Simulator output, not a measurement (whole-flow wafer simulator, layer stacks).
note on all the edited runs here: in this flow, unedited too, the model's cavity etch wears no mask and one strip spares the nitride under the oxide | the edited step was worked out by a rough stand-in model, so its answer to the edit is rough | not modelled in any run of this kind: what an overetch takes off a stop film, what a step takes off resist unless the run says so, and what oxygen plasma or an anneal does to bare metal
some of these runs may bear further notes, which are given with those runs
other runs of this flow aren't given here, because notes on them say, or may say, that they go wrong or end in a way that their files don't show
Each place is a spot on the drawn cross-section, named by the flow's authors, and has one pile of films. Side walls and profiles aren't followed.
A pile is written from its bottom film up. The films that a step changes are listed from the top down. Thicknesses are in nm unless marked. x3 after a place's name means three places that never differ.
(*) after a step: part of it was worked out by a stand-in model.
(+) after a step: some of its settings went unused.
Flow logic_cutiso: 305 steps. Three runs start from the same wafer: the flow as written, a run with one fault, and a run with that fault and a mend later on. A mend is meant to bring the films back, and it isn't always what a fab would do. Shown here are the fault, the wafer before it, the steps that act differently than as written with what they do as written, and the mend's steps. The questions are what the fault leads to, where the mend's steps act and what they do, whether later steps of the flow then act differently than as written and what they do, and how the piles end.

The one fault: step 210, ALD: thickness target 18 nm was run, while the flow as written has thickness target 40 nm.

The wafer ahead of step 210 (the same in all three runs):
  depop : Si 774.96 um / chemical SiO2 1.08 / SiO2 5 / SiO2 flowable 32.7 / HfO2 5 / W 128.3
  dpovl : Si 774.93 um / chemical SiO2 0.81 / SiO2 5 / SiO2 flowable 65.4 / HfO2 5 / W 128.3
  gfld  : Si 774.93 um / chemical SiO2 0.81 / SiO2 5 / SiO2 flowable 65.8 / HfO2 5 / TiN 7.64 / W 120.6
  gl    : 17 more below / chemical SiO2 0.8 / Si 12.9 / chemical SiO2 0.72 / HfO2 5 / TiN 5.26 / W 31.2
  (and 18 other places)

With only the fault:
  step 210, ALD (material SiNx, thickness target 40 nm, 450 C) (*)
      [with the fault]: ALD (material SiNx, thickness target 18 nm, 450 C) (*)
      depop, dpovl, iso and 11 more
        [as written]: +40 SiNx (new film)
        [with the fault]: +18 SiNx (new film)
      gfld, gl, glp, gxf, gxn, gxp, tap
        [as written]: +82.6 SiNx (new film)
        [with the fault]: +60.6 SiNx (new film)
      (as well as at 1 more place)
  Steps further on in the flow that do not act as written (not shown: 12 more steps that differ only slightly, by at most 2% or 0.5 nm, whichever is larger):
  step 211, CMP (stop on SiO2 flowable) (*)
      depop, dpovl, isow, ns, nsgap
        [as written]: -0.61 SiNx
        [with the fault]: nothing
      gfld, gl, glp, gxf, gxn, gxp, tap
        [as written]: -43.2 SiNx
        [with the fault]: -20.6 SiNx
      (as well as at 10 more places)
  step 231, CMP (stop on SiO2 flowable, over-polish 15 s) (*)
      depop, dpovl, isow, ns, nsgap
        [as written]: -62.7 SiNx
        [with the fault]: -40.7 SiNx
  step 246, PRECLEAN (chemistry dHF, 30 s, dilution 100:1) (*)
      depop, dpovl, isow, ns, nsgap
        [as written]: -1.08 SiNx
        [with the fault]: -0.52 SiNx
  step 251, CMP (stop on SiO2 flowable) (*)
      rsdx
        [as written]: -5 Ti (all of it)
        [with the fault]: -4.19 Ti
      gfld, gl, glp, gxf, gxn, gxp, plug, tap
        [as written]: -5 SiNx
        [with the fault]: -4.44 SiNx
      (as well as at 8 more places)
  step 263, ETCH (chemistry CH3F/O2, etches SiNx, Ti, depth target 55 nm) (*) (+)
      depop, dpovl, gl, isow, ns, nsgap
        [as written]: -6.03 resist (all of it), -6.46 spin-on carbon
        [with the fault]: -6.03 resist (all of it), -7.28 spin-on carbon
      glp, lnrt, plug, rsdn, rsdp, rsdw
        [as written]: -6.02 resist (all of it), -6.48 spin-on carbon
        [with the fault]: -6.02 resist (all of it), -7.3 spin-on carbon
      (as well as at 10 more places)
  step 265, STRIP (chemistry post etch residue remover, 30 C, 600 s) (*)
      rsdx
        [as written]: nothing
        [with the fault]: -0.81 Ti (all of it)
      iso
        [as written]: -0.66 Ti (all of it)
        [with the fault]: -1.24 Ti (all of it)
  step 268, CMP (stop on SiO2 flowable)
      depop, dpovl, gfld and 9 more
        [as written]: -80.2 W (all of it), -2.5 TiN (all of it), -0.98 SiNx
        [with the fault]: -80.2 W (all of it), -2.5 TiN (all of it), -1.62 SiNx
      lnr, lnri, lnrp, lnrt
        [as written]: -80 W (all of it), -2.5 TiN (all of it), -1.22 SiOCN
        [with the fault]: -80 W (all of it), -2.5 TiN (all of it), -1.86 SiOCN
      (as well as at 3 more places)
  The piles end only slightly different from the flow's at the places that both follow, by no more than 2% or 0.5 nm, whichever is larger.

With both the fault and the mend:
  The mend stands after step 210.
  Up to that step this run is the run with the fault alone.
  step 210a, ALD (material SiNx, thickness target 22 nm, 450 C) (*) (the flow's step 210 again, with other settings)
      depop, dpovl, gfld and 19 more
        +22 SiNx
  Steps further on in the flow that do not act as written (not shown: 3 more steps that differ only slightly, by at most 2% or 0.5 nm, whichever is larger):
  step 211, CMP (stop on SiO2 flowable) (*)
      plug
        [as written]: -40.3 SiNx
        [with the mend]: -37.7 SiNx
  The piles end only slightly different from the flow's at the places that both follow, by no more than 2% or 0.5 nm, whichever is larger.
